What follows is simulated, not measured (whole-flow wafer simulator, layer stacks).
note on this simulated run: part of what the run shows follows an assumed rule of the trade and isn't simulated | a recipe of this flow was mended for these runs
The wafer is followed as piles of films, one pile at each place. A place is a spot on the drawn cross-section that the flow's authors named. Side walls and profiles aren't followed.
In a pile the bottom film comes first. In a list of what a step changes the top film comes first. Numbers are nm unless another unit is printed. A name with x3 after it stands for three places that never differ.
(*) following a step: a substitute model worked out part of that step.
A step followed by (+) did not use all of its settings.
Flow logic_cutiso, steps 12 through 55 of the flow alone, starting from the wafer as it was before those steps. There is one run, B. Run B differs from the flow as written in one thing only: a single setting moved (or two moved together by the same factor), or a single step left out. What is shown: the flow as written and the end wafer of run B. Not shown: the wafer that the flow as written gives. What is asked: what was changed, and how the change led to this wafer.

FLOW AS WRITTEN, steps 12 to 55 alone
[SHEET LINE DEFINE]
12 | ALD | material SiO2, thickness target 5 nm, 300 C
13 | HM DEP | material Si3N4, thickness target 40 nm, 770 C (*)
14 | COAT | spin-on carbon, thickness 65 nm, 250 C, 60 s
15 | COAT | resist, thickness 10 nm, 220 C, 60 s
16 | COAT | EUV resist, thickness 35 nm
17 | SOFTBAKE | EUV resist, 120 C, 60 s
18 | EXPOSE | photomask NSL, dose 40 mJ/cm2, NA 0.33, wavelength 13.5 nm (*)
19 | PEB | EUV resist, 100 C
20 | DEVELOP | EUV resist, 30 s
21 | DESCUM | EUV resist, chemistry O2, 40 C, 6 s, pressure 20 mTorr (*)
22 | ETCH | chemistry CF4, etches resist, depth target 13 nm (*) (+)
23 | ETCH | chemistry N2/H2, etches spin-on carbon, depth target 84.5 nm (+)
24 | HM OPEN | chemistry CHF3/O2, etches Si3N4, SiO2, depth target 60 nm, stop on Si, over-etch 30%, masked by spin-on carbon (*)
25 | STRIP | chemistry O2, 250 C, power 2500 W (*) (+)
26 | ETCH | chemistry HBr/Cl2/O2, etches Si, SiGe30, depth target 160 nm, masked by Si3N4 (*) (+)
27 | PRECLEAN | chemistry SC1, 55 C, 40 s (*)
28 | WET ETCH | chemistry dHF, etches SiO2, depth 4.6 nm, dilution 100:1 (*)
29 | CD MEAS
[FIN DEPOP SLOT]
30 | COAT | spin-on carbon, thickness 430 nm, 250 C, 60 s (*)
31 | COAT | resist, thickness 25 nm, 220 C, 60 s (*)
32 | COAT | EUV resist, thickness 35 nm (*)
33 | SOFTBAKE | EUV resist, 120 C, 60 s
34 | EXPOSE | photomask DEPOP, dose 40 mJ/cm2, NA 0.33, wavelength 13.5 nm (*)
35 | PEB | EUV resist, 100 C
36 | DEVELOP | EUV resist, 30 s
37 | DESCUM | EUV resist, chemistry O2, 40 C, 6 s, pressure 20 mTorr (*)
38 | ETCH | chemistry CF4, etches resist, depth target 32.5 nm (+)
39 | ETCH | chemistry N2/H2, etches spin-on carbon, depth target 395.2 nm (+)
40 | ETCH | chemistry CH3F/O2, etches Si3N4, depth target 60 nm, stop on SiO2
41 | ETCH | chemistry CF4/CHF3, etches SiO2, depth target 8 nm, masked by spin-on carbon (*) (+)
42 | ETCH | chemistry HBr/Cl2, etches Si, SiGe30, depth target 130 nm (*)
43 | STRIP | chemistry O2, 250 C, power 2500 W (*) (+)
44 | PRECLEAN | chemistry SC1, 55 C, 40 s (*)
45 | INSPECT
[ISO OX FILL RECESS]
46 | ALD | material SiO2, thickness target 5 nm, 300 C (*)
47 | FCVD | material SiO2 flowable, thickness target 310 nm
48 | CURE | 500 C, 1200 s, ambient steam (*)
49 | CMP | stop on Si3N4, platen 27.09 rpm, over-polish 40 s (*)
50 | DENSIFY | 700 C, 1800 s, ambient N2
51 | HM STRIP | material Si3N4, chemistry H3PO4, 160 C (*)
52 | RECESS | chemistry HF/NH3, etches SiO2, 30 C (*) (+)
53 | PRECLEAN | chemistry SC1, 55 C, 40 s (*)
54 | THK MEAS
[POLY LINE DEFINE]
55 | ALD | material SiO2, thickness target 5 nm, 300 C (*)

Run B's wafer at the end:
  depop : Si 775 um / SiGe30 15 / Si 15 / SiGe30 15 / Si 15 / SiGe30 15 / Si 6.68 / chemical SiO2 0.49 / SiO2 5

The reason: step 41, ETCH: depth target 4 nm was run, though the flow has depth target 8 nm.

The path from the change to this, step by step:
  41 | ETCH | chemistry CF4/CHF3, etches SiO2, depth target 8 nm, masked by spin-on carbon (*) (+)
      depop: -4 SiO2 (in the flow as written it would be: -4.92 SiO2 (all of it), -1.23 Si)
      gfld: -4 resist (in the flow as written it would be: -7.79 resist (all of it), -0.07 spin-on carbon)
      (also at 20 further places)
  42 | ETCH | chemistry HBr/Cl2, etches Si, SiGe30, depth target 130 nm (*)
      depop: -0.92 SiO2 (all of it), -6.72 Si (in the flow as written it would be: -13.8 Si (all of it), -15 SiGe30 (all of it), -15 Si (all of it), -15 SiGe30 (all of it), -15 Si (all of it), -15 SiGe30 (all of it), -41.2 Si)
      gfld: -3.79 resist (all of it), -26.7 spin-on carbon (in the flow as written it would be: -32 spin-on carbon)
      (also at 19 further places)
  43 | STRIP | chemistry O2, 250 C, power 2500 W (*) (+)
      dpovl: +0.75 chemical SiO2 (new film), -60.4 spin-on carbon (all of it), -0.33 Si (in the flow as written it would be: +0.75 chemical SiO2 (new film), -59.1 spin-on carbon (all of it), -0.33 Si)
  47 | FCVD | material SiO2 flowable, thickness target 310 nm
      dpovl, isow, nsgap: +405 SiO2 flowable (new film) (in the flow as written it would be: +392 SiO2 flowable (new film))
      depop: +248.3 SiO2 flowable (new film) (in the flow as written it would be: +359.8 SiO2 flowable (new film))
      (also at 1 further place)
  49 | CMP | stop on Si3N4, platen 27.09 rpm, over-polish 40 s (*)
      depop: -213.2 SiO2 flowable (in the flow as written it would be: -200.4 SiO2 flowable)
      dpovl: -213.1 SiO2 flowable (in the flow as written it would be: -200.3 SiO2 flowable)
      (also at 3 further places)
  52 | RECESS | chemistry HF/NH3, etches SiO2, 30 C (*) (+)
      depop: -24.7 SiO2 flowable (all of it), -5 SiO2 (all of it), -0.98 chemical SiO2 (all of it) (in the flow as written it would be: -118.1 SiO2 flowable)
  53 | PRECLEAN | chemistry SC1, 55 C, 40 s (*)
      depop: +0.49 chemical SiO2 (new film), -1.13 Si (in the flow as written it would be: -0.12 SiO2 flowable)
